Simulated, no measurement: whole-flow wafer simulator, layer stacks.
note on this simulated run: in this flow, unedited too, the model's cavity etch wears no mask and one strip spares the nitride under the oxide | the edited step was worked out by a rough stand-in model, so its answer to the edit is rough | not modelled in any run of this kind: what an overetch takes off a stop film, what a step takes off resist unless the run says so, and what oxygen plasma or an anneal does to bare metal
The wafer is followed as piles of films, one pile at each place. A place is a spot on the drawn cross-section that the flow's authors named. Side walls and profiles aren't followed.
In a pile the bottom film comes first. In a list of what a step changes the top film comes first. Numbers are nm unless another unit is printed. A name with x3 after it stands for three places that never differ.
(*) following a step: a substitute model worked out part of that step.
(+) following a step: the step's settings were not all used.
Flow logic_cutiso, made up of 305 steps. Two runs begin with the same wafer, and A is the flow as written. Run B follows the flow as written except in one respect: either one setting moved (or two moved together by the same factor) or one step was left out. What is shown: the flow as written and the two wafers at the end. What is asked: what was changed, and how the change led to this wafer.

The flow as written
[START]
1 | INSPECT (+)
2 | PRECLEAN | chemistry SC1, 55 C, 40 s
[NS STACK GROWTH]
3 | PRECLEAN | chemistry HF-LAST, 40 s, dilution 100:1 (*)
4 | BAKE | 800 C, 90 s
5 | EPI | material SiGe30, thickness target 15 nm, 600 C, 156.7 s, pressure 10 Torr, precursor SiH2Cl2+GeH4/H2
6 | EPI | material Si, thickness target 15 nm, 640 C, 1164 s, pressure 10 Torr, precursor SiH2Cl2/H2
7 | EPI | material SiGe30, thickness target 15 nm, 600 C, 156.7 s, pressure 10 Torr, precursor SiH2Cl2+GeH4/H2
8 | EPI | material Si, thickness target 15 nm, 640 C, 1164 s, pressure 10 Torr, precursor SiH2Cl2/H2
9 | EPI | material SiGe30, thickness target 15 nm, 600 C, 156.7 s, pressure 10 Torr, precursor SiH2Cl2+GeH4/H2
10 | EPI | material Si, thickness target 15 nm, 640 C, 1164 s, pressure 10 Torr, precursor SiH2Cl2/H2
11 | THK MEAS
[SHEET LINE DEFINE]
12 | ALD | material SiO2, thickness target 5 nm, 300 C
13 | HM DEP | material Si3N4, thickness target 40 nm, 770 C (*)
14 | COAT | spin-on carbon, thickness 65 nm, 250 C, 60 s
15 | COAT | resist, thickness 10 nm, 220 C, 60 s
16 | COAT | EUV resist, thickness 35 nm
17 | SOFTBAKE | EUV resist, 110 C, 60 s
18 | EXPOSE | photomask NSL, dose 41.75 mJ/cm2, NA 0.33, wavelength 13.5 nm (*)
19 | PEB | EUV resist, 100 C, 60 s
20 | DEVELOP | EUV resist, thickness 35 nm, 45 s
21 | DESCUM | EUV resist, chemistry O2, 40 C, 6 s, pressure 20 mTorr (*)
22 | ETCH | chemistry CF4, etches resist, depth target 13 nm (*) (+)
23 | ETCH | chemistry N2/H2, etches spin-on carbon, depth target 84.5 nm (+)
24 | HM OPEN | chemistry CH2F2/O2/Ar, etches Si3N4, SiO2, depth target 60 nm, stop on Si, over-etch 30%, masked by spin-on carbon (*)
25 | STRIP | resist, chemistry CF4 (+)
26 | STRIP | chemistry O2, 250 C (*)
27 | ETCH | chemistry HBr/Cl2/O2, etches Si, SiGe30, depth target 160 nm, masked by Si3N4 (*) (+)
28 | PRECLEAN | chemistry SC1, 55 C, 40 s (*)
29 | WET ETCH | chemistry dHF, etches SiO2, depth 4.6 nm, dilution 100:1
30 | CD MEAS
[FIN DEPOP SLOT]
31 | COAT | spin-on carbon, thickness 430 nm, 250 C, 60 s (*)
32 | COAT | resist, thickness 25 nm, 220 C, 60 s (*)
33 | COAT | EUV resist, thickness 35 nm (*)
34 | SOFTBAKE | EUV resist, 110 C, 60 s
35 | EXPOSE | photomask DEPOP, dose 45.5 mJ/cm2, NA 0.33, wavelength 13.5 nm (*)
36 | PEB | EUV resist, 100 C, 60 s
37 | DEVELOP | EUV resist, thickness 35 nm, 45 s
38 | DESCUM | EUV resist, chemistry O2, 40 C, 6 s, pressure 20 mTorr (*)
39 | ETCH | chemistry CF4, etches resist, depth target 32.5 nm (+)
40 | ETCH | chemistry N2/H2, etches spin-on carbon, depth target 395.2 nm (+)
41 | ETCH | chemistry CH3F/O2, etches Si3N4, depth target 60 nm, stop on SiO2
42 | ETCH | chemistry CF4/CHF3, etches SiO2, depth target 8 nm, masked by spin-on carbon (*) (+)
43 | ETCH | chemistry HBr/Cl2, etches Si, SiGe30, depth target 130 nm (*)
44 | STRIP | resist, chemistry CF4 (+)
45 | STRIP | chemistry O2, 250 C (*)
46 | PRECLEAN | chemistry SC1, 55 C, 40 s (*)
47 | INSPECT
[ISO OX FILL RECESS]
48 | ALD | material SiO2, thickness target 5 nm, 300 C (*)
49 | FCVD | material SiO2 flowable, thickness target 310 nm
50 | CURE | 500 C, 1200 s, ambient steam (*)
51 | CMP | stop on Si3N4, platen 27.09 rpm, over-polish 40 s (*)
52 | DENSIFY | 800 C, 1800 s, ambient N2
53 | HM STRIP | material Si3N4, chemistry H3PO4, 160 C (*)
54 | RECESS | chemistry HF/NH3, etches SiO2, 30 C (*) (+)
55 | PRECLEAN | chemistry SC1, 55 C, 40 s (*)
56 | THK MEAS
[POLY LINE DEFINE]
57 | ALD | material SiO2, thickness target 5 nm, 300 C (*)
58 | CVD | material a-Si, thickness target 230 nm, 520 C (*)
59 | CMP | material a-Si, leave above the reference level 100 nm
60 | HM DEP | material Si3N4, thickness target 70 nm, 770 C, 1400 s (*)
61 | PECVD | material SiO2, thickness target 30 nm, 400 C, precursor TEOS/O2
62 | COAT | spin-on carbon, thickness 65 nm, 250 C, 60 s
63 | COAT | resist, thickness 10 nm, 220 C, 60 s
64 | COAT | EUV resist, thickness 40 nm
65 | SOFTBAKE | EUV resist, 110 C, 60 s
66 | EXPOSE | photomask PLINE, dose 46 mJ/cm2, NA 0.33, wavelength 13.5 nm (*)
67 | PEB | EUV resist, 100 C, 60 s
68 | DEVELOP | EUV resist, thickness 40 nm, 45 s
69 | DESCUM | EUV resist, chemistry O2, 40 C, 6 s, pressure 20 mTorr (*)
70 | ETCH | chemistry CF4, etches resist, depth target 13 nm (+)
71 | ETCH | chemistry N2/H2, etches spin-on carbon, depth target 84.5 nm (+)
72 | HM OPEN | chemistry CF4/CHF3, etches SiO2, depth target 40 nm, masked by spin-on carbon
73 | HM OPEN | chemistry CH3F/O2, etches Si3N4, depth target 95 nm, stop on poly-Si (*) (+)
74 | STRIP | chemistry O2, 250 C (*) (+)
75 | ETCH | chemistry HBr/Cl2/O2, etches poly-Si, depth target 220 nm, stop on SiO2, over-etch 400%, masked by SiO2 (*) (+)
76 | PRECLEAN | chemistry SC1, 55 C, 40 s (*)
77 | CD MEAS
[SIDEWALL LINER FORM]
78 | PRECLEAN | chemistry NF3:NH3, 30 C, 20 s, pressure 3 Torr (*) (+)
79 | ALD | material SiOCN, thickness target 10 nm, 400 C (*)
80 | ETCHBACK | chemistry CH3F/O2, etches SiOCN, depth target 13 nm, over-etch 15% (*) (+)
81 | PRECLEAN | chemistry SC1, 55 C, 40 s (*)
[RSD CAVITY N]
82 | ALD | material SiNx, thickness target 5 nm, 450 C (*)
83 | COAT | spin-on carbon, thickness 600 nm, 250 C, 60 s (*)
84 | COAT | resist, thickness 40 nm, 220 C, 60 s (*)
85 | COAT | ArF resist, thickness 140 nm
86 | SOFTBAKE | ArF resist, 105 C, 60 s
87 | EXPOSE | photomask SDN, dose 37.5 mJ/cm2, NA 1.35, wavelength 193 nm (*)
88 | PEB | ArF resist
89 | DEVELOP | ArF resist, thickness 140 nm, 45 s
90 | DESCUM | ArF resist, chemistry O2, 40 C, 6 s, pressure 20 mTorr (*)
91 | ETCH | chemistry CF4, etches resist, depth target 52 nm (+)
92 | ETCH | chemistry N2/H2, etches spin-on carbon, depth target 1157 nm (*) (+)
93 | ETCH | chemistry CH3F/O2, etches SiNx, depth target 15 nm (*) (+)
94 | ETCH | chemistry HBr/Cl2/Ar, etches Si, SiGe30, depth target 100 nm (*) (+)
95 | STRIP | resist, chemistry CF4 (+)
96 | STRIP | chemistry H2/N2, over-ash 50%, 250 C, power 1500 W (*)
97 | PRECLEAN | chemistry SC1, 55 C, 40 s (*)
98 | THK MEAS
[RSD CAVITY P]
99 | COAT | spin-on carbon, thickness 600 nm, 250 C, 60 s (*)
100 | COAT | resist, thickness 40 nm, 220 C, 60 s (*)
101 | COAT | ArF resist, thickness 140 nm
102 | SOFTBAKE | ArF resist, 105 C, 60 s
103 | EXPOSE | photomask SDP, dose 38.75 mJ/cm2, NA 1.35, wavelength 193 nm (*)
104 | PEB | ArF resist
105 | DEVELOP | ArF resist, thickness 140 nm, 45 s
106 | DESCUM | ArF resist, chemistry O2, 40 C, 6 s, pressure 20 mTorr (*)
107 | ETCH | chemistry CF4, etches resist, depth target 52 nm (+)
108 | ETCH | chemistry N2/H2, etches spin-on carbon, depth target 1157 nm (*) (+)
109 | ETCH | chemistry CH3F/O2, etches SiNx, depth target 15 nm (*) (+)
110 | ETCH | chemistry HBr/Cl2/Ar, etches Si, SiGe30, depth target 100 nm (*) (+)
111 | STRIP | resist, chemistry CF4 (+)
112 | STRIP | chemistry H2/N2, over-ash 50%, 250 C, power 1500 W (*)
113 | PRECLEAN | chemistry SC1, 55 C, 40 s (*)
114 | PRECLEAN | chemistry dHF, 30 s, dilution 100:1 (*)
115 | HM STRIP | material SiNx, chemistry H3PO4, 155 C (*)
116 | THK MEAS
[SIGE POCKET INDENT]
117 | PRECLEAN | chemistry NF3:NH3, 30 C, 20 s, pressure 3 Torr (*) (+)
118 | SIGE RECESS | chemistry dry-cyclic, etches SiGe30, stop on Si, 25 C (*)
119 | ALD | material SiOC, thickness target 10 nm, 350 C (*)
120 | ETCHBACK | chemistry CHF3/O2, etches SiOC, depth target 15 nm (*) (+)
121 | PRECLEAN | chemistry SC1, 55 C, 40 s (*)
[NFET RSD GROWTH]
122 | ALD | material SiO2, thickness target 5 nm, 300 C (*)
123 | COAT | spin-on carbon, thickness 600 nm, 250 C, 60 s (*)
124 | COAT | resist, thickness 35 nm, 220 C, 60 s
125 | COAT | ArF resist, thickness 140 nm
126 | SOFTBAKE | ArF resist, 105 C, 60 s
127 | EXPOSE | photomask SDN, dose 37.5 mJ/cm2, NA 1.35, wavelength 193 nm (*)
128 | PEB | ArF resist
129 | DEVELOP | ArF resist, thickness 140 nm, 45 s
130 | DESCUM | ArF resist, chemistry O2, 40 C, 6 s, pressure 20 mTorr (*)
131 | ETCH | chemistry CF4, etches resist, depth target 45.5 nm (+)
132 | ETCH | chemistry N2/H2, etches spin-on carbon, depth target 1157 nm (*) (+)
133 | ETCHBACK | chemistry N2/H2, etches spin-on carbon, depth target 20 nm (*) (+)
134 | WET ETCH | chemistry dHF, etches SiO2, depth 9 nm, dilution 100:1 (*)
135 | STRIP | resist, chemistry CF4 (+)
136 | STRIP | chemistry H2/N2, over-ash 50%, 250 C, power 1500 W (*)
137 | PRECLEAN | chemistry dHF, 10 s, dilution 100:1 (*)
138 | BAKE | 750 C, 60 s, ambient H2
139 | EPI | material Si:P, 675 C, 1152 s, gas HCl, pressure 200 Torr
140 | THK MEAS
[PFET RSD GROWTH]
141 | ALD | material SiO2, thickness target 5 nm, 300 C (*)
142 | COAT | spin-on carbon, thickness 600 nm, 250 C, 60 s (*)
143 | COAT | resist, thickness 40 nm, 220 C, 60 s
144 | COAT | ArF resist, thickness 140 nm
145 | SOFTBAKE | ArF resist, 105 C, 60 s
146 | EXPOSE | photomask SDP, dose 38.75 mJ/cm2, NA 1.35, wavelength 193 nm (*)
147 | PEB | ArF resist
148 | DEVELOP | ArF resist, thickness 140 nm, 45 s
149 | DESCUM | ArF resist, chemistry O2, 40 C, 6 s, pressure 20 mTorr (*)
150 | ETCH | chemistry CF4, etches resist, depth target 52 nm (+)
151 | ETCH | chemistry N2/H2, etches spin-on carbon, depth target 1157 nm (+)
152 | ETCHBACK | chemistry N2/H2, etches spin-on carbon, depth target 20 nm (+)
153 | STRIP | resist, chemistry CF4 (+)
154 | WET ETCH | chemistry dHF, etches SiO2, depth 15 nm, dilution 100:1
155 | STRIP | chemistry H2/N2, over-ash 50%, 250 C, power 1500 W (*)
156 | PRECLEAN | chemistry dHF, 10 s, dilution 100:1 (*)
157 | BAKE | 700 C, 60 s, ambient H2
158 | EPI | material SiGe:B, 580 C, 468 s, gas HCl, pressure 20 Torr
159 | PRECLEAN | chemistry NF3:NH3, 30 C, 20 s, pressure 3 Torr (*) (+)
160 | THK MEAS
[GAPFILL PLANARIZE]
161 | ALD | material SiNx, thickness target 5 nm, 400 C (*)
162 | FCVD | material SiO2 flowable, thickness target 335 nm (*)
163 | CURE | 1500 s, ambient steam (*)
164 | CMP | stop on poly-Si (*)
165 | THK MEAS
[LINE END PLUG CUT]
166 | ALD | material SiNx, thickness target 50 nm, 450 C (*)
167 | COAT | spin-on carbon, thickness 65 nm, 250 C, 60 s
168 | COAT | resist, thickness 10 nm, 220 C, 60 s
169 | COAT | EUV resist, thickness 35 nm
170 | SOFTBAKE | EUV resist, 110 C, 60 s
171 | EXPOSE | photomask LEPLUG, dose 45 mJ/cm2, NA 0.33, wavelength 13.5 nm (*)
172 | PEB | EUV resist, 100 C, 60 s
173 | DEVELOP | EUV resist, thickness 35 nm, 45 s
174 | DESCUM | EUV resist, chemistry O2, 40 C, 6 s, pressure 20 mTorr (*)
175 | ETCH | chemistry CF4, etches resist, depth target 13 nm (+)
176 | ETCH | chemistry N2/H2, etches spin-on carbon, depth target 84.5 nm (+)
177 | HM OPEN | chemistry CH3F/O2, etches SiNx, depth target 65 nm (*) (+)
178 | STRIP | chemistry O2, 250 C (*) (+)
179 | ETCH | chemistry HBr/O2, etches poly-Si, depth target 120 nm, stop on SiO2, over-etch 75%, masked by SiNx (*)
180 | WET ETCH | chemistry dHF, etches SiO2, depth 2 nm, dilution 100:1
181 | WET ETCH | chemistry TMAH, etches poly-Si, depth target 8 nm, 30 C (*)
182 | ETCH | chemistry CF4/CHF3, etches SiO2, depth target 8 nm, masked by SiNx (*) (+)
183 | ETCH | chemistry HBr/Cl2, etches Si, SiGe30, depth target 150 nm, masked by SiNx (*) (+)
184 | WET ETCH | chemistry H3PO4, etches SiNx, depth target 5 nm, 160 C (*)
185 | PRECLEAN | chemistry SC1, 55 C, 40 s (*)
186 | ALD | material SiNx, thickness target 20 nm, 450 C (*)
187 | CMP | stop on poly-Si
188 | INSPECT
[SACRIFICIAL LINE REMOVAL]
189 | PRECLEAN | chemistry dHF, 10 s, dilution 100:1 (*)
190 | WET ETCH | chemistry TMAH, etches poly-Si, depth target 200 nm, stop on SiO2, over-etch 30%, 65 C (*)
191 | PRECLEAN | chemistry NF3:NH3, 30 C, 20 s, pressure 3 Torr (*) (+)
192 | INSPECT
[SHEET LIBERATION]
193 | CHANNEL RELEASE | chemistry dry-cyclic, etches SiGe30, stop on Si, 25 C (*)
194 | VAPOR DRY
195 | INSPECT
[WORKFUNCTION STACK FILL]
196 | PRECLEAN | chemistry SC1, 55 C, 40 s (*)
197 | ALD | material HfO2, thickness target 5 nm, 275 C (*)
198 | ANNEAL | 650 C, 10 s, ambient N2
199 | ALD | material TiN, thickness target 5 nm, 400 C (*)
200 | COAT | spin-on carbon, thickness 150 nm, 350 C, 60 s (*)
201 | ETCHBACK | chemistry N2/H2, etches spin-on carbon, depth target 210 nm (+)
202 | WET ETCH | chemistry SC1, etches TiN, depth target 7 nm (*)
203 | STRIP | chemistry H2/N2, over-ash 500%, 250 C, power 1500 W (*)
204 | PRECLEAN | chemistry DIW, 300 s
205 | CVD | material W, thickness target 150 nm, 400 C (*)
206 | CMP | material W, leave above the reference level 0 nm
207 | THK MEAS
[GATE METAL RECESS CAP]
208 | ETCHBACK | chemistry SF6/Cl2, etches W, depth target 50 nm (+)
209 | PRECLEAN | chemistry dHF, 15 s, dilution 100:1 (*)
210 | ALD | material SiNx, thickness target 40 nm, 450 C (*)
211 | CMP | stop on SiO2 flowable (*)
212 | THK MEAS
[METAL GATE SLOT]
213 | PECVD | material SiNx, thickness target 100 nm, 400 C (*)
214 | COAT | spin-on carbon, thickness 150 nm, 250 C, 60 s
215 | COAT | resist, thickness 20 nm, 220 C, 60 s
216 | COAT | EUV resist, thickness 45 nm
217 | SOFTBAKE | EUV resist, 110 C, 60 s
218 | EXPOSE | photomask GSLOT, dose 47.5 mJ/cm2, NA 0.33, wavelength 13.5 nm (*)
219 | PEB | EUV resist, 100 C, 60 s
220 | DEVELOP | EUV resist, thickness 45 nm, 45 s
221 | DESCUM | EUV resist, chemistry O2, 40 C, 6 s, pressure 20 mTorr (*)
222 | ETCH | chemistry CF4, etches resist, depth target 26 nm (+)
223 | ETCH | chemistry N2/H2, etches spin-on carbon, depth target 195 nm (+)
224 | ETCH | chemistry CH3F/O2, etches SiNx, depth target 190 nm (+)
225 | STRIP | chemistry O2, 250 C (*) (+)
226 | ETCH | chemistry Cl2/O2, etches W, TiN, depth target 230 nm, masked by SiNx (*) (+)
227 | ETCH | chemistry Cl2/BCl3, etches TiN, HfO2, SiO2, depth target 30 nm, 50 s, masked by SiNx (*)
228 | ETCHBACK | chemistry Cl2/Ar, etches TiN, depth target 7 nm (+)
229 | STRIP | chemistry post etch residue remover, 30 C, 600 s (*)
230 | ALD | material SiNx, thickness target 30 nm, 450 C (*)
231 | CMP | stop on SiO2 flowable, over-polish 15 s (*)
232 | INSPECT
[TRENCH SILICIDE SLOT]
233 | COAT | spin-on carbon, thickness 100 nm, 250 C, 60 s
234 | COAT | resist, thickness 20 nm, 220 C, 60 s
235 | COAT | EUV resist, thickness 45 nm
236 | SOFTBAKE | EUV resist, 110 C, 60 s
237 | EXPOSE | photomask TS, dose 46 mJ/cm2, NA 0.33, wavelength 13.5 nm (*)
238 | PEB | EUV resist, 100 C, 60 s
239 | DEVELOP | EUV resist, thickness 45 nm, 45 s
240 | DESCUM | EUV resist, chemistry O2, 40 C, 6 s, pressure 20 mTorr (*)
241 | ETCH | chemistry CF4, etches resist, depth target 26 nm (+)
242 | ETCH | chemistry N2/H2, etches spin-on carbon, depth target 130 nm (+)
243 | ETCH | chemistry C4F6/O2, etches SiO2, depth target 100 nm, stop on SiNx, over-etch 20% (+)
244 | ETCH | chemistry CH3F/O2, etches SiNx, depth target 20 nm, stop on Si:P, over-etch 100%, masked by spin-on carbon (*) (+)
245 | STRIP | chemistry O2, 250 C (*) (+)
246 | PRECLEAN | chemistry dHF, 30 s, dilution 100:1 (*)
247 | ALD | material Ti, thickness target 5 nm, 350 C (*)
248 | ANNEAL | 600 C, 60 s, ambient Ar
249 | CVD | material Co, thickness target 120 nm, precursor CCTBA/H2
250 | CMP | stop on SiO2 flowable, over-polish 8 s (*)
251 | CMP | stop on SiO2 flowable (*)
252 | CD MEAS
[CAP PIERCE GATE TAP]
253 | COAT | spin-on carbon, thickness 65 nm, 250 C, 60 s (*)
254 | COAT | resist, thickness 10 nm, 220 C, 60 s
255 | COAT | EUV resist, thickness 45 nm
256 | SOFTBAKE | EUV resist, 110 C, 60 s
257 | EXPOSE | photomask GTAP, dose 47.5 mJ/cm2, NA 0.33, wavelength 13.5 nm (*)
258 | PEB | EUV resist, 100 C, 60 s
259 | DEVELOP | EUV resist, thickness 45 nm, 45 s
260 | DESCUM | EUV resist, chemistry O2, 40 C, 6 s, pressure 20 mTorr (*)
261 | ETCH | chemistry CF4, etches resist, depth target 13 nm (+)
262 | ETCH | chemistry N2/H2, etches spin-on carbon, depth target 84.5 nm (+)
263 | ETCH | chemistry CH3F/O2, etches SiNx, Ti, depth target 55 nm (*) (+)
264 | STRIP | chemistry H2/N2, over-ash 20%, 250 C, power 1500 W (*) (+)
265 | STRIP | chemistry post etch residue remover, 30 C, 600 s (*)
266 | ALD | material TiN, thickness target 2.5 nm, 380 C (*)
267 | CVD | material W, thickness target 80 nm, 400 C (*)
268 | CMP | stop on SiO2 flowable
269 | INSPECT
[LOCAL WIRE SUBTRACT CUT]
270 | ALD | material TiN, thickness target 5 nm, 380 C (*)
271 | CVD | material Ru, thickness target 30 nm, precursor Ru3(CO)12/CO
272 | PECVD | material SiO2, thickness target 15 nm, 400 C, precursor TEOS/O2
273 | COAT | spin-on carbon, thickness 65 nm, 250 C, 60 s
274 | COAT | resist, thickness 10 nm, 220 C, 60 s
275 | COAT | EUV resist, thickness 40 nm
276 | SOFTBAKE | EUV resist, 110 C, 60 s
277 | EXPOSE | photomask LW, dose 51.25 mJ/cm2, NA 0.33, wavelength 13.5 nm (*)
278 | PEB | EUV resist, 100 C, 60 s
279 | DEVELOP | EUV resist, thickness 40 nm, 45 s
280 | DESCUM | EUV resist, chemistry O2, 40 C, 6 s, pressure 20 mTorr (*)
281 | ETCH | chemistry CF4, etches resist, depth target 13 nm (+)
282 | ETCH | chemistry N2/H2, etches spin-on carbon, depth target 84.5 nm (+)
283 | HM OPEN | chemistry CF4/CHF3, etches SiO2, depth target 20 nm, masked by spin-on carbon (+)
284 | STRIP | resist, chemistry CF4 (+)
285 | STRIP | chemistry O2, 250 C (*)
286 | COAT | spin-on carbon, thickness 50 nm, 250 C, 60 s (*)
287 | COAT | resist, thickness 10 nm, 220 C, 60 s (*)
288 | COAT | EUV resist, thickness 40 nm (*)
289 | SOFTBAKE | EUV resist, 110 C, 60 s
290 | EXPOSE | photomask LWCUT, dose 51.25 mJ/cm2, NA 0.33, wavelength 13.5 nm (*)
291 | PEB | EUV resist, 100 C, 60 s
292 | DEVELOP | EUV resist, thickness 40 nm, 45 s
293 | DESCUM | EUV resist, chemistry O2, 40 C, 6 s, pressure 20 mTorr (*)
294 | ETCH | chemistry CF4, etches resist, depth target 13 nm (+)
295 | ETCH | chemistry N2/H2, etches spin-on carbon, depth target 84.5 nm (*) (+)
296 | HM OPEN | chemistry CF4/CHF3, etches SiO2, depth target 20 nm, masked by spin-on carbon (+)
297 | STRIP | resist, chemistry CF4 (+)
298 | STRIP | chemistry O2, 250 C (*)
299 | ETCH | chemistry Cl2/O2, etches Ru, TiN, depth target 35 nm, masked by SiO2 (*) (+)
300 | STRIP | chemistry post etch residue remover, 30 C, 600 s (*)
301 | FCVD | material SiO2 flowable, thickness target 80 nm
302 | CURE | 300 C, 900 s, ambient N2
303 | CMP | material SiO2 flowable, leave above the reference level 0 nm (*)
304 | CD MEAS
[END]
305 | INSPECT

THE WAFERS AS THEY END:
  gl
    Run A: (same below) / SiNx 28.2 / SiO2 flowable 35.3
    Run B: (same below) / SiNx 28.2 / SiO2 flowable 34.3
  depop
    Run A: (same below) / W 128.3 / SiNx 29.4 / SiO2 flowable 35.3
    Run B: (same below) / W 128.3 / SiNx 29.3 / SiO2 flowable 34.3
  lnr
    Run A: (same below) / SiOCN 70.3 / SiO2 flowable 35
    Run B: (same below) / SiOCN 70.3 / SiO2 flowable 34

The reason: step 270, ALD: thickness target 4 nm was run, while the flow as written has thickness target 5 nm.

Step by step, how the change led to this:
  270 | ALD | material TiN, thickness target 5 nm, 380 C (*)
      depop, dpovl, gfld and 19 more: A TiN gains 5 (new film) | B TiN gains 4 (new film)
  299 | ETCH | chemistry Cl2/O2, etches Ru, TiN, depth target 35 nm, masked by SiO2 (*) (+)
      depop, dpovl, gl and 8 more: A Ru loses 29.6 (all of it), TiN loses 5 (all of it) | B Ru loses 29.6 (all of it), TiN loses 4 (all of it), SiNx loses 0.09
      iso: A Ru loses 29.6 (all of it), TiN loses 5 (all of it) | B Ru loses 29.6 (all of it), TiN loses 4 (all of it), SiO2 flowable loses 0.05
      (and at 6 other places as well)
  303 | CMP | material SiO2 flowable, leave above the reference level 0 nm (*)
      depop, dpovl, isow, ns, nsgap: A SiO2 flowable loses 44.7 | B SiO2 flowable loses 45.7
